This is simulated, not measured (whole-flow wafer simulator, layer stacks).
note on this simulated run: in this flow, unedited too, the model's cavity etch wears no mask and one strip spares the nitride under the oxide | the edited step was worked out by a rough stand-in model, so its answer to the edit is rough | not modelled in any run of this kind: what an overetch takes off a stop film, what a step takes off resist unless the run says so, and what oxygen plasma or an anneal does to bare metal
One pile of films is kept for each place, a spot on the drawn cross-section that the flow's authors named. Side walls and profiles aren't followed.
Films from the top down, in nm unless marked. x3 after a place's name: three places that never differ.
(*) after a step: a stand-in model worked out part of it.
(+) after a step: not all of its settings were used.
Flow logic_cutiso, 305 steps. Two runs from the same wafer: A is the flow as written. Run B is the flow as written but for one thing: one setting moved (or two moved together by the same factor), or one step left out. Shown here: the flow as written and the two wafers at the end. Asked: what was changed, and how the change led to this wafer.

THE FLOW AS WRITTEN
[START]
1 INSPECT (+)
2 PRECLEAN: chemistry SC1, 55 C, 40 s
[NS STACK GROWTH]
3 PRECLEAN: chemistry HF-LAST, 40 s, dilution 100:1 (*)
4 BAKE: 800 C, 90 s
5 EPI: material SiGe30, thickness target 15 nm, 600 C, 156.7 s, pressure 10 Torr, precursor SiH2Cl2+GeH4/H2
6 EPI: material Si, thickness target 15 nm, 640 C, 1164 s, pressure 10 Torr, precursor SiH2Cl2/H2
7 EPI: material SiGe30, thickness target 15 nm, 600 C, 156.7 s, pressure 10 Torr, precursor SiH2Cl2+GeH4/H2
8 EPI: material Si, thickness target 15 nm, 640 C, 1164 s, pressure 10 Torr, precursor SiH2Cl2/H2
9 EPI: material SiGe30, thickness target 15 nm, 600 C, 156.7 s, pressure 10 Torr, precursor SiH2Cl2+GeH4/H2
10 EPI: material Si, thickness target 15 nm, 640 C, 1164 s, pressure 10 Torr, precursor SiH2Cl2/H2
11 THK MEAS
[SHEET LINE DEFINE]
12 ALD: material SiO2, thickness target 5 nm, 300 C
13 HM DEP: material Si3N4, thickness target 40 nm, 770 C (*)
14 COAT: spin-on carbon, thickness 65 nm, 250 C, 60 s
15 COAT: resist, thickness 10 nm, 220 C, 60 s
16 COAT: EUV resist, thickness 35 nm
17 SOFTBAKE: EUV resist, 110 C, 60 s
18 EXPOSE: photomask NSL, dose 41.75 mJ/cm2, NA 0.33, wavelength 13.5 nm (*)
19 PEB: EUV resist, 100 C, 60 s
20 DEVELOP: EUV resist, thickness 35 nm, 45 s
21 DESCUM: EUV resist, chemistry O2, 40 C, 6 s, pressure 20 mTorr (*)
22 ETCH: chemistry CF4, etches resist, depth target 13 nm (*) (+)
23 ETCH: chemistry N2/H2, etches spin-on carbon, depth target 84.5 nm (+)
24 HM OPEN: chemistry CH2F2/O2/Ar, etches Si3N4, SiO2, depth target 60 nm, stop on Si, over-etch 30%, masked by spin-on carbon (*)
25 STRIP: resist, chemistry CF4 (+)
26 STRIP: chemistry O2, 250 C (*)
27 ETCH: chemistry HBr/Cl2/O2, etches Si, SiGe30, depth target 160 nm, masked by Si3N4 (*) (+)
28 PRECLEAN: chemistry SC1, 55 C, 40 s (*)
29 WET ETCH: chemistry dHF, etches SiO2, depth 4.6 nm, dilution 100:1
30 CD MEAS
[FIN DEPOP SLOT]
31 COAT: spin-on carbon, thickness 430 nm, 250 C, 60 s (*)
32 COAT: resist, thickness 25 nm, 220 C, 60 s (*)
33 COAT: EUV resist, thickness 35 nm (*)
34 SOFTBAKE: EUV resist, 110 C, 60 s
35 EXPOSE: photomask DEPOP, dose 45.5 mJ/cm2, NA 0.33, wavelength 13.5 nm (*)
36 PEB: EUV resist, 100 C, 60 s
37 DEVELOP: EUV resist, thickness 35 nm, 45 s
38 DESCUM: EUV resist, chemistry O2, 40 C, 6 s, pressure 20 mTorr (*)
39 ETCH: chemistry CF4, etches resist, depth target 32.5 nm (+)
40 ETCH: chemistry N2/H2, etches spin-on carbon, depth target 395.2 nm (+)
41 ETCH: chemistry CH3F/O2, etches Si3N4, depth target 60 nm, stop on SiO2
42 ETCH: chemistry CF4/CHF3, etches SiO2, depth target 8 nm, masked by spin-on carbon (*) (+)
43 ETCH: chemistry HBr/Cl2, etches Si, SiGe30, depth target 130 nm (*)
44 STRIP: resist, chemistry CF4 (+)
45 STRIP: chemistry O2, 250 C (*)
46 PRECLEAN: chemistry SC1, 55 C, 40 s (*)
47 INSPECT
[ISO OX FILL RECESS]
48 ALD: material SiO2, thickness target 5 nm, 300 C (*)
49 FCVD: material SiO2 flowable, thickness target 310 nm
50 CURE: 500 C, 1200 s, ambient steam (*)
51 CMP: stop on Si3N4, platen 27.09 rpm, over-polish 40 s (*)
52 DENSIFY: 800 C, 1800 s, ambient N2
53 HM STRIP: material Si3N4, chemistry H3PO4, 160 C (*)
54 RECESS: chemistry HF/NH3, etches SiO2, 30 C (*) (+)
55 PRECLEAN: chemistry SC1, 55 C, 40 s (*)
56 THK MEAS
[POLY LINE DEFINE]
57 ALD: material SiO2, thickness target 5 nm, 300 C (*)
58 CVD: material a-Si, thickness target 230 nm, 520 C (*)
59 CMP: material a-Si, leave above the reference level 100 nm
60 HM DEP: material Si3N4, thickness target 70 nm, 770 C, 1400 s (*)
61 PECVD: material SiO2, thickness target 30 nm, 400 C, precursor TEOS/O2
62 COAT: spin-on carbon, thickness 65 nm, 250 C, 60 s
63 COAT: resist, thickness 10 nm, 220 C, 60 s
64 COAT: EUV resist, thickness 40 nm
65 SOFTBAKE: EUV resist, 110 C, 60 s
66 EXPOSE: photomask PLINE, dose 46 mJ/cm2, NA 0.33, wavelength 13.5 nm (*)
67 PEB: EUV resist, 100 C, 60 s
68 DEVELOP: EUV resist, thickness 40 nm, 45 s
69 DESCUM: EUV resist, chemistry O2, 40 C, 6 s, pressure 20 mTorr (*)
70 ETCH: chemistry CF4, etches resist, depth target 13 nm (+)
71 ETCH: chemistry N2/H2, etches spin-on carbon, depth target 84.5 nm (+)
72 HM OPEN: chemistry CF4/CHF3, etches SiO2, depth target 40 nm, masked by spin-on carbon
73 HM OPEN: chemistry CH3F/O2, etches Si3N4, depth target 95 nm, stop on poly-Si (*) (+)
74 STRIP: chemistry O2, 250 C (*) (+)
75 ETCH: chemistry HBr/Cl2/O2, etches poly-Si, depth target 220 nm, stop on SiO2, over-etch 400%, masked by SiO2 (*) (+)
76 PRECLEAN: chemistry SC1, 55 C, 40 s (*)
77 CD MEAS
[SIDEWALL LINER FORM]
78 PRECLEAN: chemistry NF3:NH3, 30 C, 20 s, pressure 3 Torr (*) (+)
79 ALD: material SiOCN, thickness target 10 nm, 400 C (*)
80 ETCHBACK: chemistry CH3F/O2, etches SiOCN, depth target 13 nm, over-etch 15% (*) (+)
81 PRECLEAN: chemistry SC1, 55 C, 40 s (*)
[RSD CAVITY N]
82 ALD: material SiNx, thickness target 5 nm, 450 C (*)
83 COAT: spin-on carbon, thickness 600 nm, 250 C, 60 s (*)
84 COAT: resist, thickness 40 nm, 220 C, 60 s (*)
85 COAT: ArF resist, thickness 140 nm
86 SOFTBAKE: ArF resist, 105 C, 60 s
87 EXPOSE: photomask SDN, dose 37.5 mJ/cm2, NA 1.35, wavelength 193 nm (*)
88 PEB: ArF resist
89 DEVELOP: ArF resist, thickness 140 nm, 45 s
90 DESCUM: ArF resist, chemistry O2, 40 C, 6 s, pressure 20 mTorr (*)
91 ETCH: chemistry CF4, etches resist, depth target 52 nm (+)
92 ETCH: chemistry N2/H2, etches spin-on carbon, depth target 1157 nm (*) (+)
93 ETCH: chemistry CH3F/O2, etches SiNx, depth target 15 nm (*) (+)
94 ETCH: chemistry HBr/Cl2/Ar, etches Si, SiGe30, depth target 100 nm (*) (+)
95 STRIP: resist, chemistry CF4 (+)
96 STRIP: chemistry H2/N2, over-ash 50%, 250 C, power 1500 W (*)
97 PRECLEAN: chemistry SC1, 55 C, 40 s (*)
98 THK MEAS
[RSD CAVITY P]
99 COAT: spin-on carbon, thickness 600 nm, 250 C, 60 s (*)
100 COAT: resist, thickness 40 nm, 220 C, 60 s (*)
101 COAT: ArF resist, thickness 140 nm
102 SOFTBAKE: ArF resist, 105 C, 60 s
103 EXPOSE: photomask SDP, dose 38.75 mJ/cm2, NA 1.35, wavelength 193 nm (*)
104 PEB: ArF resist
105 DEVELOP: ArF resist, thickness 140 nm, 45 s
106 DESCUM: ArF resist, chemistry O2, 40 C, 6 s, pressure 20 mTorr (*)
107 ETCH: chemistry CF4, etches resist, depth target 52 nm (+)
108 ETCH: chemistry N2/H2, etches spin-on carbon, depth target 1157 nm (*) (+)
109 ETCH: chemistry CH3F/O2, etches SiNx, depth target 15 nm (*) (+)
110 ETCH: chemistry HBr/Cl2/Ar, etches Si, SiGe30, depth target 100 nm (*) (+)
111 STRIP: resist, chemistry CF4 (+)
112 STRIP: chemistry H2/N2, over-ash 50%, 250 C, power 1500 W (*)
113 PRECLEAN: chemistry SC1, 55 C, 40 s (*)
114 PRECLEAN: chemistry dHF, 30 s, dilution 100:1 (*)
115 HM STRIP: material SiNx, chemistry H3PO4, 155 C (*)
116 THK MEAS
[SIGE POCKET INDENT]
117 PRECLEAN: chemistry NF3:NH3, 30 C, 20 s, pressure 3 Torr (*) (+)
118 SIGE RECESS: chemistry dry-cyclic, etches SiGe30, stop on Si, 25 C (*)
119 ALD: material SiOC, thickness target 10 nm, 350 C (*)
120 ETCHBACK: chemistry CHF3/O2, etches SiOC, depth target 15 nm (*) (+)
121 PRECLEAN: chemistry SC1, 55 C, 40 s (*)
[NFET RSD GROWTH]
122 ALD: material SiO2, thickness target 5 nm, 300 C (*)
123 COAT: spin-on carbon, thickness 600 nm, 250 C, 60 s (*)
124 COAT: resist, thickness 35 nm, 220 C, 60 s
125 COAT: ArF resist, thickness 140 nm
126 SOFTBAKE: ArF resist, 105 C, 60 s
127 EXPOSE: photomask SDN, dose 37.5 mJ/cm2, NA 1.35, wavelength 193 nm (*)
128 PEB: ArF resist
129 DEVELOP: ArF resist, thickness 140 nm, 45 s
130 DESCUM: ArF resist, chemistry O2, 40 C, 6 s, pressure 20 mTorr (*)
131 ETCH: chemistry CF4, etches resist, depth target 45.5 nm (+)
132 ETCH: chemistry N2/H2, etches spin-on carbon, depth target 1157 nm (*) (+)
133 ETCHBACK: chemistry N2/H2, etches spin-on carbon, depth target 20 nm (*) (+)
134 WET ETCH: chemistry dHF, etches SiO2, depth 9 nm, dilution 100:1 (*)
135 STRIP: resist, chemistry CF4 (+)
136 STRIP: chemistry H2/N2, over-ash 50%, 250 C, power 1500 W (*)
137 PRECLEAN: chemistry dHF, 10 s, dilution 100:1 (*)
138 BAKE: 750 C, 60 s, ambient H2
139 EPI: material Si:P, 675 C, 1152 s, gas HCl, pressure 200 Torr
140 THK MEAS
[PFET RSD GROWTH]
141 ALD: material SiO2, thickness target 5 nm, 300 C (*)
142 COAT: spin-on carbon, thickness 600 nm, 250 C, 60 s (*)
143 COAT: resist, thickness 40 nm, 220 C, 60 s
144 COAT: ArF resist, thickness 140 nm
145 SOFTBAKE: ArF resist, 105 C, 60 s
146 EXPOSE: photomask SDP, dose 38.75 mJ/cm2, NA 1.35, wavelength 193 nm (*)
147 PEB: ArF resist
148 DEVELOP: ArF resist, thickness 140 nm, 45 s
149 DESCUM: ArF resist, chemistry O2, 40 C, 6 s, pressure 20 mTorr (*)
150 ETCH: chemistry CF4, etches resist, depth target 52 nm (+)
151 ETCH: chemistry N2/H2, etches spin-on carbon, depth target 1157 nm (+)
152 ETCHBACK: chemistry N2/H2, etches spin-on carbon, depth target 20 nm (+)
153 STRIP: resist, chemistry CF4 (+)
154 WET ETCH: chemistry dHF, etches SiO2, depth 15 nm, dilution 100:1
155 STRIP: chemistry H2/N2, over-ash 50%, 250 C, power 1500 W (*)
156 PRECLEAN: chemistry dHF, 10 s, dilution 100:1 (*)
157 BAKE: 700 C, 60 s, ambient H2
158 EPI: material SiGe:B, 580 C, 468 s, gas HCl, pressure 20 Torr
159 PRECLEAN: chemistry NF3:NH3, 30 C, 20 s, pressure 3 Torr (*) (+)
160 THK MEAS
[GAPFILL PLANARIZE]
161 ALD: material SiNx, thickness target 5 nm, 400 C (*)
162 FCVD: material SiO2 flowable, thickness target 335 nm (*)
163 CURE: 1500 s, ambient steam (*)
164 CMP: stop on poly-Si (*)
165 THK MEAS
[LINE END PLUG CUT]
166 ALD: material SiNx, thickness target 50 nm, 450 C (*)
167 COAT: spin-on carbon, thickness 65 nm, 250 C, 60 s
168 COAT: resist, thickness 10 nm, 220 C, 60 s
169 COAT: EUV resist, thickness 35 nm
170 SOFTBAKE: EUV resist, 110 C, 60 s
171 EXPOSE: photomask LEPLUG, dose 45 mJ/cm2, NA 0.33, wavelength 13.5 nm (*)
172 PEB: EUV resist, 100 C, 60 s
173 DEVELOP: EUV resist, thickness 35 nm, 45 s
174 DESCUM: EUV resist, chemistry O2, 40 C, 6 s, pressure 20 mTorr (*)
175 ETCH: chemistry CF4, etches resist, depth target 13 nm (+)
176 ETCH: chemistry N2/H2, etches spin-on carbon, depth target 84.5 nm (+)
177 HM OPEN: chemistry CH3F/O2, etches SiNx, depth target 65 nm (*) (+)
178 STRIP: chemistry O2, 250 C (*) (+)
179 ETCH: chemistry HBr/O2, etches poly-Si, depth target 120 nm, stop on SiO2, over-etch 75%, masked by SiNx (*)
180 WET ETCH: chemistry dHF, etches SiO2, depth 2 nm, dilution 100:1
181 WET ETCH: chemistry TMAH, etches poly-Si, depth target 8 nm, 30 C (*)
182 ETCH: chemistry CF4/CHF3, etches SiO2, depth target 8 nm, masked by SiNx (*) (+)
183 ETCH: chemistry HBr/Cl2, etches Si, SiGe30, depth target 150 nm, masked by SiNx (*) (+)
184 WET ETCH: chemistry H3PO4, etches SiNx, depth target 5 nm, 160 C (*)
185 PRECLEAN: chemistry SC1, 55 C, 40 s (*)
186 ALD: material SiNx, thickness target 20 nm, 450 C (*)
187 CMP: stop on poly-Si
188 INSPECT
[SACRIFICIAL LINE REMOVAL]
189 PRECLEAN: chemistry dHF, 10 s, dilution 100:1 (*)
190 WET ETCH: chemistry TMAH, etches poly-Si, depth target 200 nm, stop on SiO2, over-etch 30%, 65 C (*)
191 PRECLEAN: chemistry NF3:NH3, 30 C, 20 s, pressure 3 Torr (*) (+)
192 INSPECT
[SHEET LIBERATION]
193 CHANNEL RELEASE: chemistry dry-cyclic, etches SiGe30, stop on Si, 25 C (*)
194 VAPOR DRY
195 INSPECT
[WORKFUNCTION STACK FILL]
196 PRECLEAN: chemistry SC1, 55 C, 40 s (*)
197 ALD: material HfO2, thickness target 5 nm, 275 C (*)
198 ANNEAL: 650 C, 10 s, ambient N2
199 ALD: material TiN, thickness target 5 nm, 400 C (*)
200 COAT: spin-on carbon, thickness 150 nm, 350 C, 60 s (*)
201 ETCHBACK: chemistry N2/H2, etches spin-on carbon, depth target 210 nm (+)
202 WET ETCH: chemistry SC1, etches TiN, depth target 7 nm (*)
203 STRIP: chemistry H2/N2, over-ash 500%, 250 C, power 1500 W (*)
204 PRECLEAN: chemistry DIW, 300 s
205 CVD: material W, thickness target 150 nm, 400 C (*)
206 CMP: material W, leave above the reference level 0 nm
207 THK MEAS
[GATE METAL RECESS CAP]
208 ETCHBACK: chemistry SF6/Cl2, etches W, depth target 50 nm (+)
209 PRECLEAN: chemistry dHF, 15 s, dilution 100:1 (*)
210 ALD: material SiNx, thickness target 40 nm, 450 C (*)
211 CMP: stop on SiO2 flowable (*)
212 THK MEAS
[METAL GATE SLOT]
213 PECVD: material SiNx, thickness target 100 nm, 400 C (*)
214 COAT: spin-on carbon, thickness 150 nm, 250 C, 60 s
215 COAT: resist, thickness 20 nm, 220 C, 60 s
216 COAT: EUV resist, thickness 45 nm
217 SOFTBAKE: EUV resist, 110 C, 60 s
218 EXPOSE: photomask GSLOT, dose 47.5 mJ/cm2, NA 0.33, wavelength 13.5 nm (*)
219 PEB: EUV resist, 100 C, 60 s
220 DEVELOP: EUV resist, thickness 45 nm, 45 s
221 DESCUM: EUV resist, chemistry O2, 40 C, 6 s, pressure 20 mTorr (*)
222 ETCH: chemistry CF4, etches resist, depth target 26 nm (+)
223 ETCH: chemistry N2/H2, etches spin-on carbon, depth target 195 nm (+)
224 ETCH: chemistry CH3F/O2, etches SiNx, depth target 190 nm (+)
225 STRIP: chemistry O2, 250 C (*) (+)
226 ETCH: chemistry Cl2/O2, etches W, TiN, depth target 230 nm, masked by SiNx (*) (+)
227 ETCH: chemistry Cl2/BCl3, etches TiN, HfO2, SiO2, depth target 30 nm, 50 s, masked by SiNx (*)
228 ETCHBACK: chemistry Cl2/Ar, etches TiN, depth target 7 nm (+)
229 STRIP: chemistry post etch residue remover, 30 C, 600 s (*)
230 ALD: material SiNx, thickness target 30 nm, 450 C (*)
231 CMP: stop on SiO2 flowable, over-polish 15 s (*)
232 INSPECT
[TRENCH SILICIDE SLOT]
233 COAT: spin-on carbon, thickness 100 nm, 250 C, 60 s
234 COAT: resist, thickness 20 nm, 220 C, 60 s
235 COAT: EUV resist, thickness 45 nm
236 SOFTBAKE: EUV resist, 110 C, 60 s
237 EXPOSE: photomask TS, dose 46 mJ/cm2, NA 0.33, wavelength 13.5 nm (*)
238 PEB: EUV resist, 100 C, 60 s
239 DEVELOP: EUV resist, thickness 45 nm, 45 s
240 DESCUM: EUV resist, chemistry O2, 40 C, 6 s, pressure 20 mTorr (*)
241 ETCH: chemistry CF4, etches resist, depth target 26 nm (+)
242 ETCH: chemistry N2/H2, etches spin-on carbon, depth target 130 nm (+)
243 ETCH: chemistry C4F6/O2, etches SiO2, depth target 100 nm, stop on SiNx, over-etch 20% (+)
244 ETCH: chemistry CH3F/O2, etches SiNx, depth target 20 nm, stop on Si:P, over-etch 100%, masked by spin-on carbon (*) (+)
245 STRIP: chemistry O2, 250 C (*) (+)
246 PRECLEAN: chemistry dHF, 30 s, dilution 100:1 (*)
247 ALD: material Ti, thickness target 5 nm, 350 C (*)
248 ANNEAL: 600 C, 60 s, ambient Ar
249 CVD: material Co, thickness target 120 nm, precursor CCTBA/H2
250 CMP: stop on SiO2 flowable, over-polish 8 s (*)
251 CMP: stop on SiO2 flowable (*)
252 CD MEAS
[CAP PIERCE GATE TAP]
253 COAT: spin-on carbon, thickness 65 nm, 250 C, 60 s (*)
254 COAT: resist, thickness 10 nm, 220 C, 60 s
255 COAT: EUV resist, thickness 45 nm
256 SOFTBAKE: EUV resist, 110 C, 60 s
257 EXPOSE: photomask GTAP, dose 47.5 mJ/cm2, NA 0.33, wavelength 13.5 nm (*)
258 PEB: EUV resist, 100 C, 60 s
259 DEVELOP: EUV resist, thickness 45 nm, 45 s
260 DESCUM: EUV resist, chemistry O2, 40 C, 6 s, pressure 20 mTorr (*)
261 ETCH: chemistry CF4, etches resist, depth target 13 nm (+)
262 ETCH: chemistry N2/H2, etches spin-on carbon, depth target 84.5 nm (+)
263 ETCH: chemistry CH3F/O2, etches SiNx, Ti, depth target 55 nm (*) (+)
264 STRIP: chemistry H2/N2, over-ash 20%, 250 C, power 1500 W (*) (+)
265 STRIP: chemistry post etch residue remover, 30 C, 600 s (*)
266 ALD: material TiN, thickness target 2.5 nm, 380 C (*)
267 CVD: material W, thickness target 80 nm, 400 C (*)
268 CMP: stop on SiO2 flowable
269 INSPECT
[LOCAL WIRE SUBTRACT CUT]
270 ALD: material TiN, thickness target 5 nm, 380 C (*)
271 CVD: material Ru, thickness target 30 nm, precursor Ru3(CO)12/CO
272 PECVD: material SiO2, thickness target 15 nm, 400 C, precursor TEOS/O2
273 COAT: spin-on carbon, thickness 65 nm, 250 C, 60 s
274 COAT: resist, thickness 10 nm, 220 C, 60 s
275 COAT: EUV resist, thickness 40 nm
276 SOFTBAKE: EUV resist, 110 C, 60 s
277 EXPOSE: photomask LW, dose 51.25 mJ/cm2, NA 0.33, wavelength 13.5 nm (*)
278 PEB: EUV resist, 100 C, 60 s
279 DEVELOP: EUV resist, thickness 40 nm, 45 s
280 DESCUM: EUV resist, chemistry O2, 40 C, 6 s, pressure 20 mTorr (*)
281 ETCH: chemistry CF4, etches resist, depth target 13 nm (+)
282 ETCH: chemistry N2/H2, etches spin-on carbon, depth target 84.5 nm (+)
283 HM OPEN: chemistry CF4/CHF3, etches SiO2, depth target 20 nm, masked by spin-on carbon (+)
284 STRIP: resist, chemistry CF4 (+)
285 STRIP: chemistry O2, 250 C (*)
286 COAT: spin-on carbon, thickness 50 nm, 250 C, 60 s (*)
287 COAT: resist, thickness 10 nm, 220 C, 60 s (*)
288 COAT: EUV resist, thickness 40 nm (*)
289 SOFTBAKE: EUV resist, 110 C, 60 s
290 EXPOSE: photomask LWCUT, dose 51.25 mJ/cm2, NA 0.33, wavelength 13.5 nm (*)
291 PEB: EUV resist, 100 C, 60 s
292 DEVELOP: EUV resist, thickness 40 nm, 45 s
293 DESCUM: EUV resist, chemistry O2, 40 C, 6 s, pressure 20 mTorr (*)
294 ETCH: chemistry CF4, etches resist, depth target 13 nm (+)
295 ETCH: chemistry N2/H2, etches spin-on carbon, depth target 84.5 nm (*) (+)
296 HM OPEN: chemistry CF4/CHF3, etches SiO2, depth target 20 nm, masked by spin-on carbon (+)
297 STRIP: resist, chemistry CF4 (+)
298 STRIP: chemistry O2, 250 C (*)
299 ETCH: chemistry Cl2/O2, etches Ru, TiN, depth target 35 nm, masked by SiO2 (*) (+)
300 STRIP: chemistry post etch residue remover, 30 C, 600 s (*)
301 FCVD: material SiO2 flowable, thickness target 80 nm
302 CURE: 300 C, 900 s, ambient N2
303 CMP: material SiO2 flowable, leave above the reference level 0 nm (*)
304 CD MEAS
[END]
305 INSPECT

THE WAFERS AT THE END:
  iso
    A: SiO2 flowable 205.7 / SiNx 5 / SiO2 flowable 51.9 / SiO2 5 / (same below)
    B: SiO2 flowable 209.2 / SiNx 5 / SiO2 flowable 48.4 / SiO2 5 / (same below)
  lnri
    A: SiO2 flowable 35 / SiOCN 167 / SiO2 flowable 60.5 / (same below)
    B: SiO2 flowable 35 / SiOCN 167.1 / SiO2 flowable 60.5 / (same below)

The cause: step 119, ALD: thickness target 6.5 nm was run, where the flow has thickness target 10 nm.

How the change led to this, step by step:
  119 ALD: material SiOC, thickness target 10 nm, 350 C (*)
      depop, dpovl, gfld and 14 more: A SiOC +10 (new film) | B SiOC +6.5 (new film)
      lnr, lnrp, lnrt: A SiOC +10 (new film), SiOC +16 (new film), cavity -16 (all of it), SiOC +16 (new film), cavity -16 (all of it), SiOC +16 (new film), cavity -16 (all of it) | B SiOC +6.5 (new film), SiOC +16 (new film), cavity -16 (all of it), SiOC +16 (new film), cavity -16 (all of it), SiOC +16 (new film), cavity -16 (all of it)
      (and at 2 more places)
  120 ETCHBACK: chemistry CHF3/O2, etches SiOC, depth target 15 nm (*) (+)
      gxn: A SiOC -11 (all of it), SiO2 -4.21 (all of it) | B SiOC -6.68 (all of it), SiO2 -4.21 (all of it), Si3N4 -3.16
      gxp: A SiOC -11 (all of it), SiO2 -4.25 (all of it) | B SiOC -6.65 (all of it), SiO2 -4.25 (all of it), Si3N4 -3.15
      (and at 20 more places)
  141 ALD: material SiO2, thickness target 5 nm, 300 C (*)
      gxn: A SiO2 +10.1 (new film) | B SiO2 +11.6 (new film)
      gxp: A SiO2 +5 | B SiO2 +5.66
  153 STRIP: resist, chemistry CF4 (+)
      gxp: A SiO2 -3.06 (all of it) | B SiO2 -3.92 (all of it)
  164 CMP: stop on poly-Si (*)
      depop, dpovl, isow, ns, nsgap: A SiO2 flowable -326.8 (all of it), SiNx -5 (all of it), SiO2 -4.13 (all of it), Si3N4 -70 (all of it) | B SiO2 flowable -326.8 (all of it), SiNx -5 (all of it), SiO2 -0.63 (all of it), Si3N4 -70 (all of it)
      gfld, gxf, plug: A SiO2 flowable -251.9 (all of it), SiNx -5 (all of it), SiO2 -4.13 (all of it), Si3N4 -70 (all of it) | B SiO2 flowable -253.9 (all of it), SiNx -5 (all of it), SiO2 -0.63 (all of it), Si3N4 -70 (all of it)
      (and at 9 more places)
